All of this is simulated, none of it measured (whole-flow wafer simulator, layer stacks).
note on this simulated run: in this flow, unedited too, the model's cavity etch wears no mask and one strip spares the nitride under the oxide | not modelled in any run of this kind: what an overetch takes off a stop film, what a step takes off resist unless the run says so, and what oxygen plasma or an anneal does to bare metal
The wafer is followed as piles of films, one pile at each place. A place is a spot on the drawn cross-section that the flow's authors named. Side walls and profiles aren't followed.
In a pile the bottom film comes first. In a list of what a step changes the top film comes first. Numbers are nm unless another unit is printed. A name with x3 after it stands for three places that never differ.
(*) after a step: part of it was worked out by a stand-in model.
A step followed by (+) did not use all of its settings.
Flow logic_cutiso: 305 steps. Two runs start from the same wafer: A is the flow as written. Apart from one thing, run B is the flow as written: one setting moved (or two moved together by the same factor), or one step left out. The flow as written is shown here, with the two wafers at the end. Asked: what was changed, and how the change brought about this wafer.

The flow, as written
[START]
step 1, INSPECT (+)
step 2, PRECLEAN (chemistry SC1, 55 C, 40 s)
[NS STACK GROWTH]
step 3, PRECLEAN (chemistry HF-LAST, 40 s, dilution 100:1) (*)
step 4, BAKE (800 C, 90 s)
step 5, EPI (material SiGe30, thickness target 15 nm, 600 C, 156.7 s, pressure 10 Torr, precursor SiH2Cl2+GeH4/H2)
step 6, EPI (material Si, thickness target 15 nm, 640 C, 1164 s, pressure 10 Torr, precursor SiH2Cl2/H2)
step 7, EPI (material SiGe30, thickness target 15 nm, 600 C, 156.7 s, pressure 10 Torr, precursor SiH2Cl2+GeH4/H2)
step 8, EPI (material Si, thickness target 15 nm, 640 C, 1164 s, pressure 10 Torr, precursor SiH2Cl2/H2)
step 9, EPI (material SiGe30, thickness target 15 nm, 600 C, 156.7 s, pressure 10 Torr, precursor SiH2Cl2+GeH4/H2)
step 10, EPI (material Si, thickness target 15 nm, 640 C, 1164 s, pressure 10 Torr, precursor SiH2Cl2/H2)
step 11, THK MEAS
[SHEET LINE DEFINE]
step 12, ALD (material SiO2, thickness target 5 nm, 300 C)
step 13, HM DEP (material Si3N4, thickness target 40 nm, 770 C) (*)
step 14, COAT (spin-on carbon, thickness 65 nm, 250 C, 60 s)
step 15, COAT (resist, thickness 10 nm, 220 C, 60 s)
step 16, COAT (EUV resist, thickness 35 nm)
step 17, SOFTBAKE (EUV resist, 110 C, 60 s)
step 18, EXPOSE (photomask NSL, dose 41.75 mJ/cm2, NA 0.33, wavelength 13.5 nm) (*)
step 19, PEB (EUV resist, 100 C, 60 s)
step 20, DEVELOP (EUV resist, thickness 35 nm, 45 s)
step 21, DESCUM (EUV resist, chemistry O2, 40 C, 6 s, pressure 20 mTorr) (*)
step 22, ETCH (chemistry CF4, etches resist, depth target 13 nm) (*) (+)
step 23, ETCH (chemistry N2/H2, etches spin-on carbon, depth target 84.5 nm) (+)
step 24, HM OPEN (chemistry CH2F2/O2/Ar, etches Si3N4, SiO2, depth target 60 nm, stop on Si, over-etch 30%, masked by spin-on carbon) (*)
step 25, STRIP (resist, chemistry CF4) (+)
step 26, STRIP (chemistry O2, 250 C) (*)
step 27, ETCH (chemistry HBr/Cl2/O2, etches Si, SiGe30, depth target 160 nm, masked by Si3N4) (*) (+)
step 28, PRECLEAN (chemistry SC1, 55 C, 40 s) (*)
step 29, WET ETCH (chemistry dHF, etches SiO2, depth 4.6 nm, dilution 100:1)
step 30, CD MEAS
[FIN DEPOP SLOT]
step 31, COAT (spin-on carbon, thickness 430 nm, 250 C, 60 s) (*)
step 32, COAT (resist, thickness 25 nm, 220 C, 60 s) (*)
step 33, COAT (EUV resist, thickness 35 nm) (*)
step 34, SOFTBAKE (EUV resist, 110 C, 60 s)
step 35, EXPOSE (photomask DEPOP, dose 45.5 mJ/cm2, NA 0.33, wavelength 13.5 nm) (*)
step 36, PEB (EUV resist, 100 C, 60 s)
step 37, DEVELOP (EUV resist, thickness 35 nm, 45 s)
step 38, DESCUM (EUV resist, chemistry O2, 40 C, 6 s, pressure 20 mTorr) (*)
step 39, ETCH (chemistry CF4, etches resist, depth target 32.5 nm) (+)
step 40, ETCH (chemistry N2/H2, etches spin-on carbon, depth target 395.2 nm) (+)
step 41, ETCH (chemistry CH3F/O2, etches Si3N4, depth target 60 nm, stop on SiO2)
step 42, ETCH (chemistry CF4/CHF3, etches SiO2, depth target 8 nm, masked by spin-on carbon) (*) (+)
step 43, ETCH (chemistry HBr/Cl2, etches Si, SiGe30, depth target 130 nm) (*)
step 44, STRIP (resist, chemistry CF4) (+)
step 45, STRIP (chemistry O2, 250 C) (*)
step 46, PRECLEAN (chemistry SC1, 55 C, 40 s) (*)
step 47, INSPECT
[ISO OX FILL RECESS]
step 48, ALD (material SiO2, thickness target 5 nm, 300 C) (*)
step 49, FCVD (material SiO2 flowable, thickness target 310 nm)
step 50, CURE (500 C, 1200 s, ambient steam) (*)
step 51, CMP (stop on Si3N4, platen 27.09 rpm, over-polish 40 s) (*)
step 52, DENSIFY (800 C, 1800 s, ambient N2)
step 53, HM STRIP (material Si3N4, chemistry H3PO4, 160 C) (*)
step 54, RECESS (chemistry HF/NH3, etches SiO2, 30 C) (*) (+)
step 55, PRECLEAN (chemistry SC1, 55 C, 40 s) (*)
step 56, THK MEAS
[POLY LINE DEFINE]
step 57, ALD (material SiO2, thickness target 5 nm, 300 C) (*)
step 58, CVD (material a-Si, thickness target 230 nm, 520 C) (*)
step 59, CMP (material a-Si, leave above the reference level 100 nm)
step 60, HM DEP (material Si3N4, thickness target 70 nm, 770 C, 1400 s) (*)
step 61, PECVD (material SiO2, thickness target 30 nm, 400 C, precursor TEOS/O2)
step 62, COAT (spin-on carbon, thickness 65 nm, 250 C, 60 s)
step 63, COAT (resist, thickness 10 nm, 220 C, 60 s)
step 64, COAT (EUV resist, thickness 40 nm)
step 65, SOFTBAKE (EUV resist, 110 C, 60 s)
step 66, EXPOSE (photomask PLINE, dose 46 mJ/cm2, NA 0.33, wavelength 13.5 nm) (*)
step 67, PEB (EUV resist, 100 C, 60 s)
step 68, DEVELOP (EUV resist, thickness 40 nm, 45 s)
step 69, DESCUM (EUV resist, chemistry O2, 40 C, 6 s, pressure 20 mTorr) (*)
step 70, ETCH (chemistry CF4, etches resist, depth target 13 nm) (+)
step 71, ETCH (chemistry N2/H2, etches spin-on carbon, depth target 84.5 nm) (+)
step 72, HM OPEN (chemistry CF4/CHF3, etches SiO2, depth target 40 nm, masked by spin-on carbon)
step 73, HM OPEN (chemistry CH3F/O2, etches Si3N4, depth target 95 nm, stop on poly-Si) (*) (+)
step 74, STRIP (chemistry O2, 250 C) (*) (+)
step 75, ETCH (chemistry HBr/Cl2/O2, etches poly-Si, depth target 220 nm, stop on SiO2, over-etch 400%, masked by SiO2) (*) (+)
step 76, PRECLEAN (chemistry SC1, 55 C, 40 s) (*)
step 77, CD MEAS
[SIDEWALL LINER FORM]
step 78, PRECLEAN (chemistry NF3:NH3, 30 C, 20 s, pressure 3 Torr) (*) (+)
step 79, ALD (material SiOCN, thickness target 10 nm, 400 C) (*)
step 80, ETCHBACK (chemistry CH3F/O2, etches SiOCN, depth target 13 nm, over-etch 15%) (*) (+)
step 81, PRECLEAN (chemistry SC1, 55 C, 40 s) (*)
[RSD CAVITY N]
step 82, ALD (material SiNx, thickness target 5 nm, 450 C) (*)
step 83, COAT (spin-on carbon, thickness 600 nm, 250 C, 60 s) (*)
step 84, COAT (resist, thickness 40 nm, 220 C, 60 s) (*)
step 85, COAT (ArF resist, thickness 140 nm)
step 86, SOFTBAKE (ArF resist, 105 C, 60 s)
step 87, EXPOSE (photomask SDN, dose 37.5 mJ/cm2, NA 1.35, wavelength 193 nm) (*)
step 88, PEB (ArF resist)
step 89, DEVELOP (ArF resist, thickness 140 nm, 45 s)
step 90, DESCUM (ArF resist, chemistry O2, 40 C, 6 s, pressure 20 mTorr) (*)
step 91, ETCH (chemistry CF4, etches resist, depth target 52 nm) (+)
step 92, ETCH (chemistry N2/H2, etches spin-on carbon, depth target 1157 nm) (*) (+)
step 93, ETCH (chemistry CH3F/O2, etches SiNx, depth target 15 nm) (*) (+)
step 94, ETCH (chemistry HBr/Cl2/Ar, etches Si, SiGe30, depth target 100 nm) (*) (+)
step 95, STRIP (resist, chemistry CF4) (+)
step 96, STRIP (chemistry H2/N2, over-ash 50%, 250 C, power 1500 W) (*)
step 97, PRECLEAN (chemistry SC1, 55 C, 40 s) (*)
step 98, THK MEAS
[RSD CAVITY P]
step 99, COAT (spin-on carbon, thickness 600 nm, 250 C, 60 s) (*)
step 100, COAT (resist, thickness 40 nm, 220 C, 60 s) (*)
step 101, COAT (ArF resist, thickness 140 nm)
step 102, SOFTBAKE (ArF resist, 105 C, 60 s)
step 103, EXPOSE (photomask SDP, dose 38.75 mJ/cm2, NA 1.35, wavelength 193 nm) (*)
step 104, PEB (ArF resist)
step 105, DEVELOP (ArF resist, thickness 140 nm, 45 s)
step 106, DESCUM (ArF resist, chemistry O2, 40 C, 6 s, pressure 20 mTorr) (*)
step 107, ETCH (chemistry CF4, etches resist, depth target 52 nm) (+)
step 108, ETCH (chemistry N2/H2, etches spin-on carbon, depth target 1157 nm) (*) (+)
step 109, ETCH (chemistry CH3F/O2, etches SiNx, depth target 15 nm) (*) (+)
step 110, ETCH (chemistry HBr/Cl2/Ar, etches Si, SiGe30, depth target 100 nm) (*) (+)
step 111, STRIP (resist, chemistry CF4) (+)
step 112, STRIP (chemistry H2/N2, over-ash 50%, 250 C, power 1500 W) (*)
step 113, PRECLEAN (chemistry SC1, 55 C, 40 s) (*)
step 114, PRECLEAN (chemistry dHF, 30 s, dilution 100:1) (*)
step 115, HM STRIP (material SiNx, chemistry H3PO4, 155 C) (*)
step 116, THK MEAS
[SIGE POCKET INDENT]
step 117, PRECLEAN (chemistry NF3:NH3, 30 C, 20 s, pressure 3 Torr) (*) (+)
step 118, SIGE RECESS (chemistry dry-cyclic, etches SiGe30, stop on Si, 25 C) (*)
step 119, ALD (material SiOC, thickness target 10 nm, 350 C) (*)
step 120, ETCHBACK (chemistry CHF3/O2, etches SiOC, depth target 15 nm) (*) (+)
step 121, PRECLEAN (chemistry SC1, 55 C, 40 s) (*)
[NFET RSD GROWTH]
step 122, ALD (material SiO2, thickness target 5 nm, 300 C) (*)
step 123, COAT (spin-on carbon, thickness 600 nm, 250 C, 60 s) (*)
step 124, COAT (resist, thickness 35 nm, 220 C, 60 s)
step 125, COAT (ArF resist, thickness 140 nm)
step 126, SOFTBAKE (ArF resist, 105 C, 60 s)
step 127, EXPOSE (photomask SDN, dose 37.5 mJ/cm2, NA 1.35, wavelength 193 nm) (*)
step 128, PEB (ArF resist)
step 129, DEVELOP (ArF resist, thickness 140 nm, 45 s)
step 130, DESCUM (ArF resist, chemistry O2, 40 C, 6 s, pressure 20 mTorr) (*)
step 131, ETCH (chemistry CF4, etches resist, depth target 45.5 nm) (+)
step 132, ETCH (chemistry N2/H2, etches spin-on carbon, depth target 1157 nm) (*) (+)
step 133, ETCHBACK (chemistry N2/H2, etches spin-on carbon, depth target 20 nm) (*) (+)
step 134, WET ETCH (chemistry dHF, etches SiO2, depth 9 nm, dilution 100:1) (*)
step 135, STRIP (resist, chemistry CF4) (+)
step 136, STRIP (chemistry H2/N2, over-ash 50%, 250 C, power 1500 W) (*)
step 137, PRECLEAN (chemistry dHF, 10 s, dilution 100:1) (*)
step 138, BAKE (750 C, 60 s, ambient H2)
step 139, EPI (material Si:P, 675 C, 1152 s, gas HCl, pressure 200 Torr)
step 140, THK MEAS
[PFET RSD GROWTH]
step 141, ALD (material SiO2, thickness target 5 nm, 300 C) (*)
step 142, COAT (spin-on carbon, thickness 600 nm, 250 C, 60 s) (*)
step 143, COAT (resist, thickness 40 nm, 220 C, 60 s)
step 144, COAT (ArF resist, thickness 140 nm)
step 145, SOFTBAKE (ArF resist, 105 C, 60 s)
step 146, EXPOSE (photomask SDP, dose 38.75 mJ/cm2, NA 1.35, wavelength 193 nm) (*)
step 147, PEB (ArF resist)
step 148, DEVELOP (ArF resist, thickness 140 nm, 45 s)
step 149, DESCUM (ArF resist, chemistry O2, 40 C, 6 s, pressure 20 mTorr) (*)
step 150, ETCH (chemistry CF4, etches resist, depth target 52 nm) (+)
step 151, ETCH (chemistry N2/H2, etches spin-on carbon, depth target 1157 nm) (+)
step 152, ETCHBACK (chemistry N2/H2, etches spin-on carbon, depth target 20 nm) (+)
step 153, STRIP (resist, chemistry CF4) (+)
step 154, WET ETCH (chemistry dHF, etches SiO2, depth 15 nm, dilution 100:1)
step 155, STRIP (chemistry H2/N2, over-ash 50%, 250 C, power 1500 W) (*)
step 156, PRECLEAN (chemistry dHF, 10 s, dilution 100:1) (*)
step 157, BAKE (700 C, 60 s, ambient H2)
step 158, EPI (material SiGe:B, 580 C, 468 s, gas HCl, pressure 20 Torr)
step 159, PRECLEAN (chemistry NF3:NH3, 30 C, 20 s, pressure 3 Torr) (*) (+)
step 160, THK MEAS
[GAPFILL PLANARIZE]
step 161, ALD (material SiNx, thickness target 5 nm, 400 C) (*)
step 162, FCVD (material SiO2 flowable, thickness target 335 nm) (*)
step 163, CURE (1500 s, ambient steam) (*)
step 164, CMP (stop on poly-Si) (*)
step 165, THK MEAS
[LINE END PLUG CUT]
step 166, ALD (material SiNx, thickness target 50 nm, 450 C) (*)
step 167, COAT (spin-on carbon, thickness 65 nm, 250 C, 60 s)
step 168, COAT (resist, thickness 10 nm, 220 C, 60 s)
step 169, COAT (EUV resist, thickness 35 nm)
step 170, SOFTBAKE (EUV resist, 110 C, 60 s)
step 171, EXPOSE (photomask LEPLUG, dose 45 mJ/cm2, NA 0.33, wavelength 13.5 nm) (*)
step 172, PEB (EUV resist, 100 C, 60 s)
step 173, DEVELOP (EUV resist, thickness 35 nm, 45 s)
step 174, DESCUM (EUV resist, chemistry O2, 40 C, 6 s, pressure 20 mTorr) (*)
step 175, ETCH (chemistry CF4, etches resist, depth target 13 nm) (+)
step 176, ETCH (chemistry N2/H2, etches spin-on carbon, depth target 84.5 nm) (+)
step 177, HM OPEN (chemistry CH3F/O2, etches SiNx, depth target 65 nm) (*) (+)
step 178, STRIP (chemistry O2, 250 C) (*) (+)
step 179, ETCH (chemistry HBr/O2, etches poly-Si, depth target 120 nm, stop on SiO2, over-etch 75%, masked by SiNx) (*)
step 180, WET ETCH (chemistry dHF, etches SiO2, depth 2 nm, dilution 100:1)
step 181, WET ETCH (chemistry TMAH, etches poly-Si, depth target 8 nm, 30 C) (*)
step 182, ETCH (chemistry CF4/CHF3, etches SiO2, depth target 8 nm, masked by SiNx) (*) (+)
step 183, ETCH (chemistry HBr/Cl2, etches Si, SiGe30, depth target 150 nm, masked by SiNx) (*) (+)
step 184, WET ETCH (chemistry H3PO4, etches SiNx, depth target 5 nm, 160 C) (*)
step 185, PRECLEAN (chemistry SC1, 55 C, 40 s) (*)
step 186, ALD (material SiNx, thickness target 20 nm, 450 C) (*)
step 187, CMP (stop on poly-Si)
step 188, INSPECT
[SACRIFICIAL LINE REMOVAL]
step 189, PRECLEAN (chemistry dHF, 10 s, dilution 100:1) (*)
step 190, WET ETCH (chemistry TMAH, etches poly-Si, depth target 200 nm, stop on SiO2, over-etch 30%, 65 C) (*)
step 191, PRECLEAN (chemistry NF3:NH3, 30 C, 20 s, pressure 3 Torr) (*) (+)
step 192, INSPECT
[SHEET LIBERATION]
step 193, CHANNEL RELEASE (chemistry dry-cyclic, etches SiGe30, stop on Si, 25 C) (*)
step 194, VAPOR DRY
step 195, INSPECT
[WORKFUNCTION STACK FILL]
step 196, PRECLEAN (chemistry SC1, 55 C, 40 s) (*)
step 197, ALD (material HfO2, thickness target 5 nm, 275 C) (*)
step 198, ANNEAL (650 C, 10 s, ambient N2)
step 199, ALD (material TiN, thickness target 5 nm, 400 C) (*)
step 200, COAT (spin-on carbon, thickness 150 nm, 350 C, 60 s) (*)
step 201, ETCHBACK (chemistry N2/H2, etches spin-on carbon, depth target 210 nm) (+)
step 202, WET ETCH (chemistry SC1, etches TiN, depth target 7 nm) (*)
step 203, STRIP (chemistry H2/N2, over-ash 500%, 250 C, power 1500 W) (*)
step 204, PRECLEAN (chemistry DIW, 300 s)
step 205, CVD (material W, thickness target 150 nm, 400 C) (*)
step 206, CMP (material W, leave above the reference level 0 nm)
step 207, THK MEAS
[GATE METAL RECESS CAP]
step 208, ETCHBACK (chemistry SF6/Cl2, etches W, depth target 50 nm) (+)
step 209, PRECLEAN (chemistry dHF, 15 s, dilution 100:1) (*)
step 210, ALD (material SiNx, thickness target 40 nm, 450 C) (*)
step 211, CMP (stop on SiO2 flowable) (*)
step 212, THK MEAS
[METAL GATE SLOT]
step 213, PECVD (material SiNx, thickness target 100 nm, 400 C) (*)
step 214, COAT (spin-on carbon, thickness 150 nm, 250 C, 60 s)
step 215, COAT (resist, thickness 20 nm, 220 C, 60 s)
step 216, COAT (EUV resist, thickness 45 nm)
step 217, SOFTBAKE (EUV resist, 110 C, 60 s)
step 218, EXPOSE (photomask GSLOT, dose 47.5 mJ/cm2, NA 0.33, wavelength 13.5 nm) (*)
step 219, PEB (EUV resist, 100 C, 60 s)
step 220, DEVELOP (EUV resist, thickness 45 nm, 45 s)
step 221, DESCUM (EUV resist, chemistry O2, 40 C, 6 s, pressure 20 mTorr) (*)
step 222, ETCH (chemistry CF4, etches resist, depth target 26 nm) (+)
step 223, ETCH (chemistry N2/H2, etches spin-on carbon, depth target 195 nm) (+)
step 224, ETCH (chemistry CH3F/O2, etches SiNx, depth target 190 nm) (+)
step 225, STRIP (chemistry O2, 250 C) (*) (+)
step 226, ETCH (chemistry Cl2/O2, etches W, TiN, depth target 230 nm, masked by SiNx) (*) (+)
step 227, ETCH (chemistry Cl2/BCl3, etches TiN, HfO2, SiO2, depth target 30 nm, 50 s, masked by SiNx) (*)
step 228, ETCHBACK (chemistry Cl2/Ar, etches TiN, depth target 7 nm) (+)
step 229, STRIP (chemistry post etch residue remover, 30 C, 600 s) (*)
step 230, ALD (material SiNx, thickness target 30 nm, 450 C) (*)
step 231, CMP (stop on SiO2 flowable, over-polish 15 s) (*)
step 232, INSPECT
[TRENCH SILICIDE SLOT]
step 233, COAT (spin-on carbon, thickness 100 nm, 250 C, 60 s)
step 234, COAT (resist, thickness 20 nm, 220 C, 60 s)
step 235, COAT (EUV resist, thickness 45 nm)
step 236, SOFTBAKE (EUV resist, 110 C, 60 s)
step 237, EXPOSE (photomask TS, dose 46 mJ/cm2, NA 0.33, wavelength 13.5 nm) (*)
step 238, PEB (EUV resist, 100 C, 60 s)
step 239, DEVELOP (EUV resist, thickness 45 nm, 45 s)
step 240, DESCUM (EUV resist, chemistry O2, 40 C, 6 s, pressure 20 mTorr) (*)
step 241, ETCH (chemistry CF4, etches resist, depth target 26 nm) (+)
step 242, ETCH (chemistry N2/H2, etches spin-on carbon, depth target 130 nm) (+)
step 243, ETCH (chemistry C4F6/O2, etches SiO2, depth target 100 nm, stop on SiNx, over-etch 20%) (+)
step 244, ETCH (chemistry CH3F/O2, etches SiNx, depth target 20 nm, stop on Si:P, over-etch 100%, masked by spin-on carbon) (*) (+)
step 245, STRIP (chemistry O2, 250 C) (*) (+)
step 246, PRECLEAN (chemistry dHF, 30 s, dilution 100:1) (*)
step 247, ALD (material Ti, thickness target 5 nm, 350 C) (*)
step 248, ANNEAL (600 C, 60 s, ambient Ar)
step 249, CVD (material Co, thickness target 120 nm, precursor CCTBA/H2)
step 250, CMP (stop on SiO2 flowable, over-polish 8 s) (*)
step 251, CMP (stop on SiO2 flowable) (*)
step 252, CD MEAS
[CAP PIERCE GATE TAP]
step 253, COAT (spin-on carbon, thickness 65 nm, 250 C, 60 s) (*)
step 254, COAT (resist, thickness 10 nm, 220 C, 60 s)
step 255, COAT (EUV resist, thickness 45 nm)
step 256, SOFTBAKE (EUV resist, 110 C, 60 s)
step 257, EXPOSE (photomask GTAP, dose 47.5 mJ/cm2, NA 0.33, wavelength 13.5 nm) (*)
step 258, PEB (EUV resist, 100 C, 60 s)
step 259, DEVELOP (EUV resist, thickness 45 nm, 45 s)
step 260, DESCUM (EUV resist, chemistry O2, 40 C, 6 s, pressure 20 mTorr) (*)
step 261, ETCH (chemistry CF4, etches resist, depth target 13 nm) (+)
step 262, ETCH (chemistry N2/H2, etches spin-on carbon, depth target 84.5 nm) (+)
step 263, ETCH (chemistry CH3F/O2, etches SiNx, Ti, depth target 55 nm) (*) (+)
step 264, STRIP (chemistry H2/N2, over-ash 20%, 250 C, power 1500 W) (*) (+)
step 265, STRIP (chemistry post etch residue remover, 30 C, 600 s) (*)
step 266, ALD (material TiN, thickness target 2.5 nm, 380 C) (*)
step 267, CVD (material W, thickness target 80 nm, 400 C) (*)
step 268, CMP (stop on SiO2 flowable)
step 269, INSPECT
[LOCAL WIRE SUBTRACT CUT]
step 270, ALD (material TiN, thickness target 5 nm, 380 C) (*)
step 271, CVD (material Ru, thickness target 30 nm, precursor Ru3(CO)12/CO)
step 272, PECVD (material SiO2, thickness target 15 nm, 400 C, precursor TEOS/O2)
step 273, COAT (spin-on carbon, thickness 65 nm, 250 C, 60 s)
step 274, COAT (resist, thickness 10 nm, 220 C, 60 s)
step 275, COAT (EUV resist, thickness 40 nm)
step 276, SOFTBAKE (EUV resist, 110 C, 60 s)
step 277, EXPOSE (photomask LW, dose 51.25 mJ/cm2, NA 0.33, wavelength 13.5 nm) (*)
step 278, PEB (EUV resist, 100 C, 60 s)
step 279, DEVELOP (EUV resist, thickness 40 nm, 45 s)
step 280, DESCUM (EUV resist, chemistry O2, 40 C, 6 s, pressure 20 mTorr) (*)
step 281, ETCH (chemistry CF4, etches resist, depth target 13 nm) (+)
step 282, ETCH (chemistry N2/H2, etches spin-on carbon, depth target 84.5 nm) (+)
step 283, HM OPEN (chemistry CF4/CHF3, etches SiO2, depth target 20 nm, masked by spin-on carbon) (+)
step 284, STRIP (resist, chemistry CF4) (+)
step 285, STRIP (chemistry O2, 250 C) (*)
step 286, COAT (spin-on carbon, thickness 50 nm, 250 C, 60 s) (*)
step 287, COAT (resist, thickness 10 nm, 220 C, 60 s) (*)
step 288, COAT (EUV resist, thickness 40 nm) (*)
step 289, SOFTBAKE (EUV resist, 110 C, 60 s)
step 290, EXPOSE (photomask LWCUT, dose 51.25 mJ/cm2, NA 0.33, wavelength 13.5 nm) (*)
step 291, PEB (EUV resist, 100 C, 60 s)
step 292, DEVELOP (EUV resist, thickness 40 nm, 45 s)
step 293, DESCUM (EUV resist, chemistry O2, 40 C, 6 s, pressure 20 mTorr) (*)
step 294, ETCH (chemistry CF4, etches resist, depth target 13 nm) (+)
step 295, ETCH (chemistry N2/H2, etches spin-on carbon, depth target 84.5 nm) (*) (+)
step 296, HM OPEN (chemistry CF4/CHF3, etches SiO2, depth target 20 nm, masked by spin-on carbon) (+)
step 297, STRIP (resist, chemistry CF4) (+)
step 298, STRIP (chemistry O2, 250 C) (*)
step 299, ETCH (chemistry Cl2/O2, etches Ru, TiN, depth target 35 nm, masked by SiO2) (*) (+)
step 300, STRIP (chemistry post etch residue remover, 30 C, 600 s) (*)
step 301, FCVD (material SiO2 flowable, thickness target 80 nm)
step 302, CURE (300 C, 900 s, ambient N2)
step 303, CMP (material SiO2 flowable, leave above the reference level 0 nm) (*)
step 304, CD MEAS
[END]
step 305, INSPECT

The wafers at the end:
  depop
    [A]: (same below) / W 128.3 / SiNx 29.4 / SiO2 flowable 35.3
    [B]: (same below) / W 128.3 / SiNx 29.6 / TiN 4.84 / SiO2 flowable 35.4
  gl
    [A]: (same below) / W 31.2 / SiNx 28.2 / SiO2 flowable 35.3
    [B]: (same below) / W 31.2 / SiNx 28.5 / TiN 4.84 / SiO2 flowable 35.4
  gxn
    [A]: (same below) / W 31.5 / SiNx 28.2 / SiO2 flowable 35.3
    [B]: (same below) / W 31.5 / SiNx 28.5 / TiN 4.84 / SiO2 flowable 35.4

What caused this: step 271, CVD: thickness target 35.2 nm was run, whereas the flow has thickness target 30 nm.

The path from the change to this, step by step:
  step 271, CVD (material Ru, thickness target 30 nm, precursor Ru3(CO)12/CO)
      depop, dpovl, gfld and 19 more: A Ru gains 30 (new film) | B Ru gains 35.2 (new film)
  step 299, ETCH (chemistry Cl2/O2, etches Ru, TiN, depth target 35 nm, masked by SiO2) (*) (+)
      depop, dpovl, gfld and 14 more: A Ru loses 29.6 (all of it), TiN loses 5 (all of it) | B Ru loses 34.8 (all of it), TiN loses 0.16
      rsdw: A Ru loses 29.6 (all of it), TiN loses 5 (all of it) | B Ru loses 34.8 (all of it), TiN loses 0.15
  step 301, FCVD (material SiO2 flowable, thickness target 80 nm)
      iso, rsdx: A SiO2 flowable gains 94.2 | B SiO2 flowable gains 94.3 (new film)
With metal films that touch counted as one body, depop has 2 bodies (between them, from the top down: SiNx 29.6); the flow as written gives 1 body.
With metal films that touch counted as one body, gl has 5 bodies (between them, from the top down: SiNx 28.5; HfO2 5 / chemical SiO2 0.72 / Si 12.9 / chemical SiO2 0.8 / HfO2 5; HfO2 5 / chemical SiO2 0.8 / Si 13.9 / chemical SiO2 0.8 / HfO2 5; HfO2 5 / chemical SiO2 0.8 / Si 13.9 / chemical SiO2 0.8 / HfO2 5); the flow as written gives 4 bodies (between them, from the top down: HfO2 5 / chemical SiO2 0.72 / Si 12.9 / chemical SiO2 0.8 / HfO2 5; HfO2 5 / chemical SiO2 0.8 / Si 13.9 / chemical SiO2 0.8 / HfO2 5; HfO2 5 / chemical SiO2 0.8 / Si 13.9 / chemical SiO2 0.8 / HfO2 5).
With metal films that touch counted as one body, gxn has 5 bodies (between them, from the top down: SiNx 28.5; HfO2 5 / chemical SiO2 0.72 / Si 12.9 / chemical SiO2 0.8 / HfO2 5; HfO2 5 / chemical SiO2 0.8 / Si 13.9 / chemical SiO2 0.8 / HfO2 5; HfO2 5 / chemical SiO2 0.8 / Si 13.9 / chemical SiO2 0.8 / HfO2 5); the flow as written gives 4 bodies (between them, from the top down: HfO2 5 / chemical SiO2 0.72 / Si 12.9 / chemical SiO2 0.8 / HfO2 5; HfO2 5 / chemical SiO2 0.8 / Si 13.9 / chemical SiO2 0.8 / HfO2 5; HfO2 5 / chemical SiO2 0.8 / Si 13.9 / chemical SiO2 0.8 / HfO2 5).
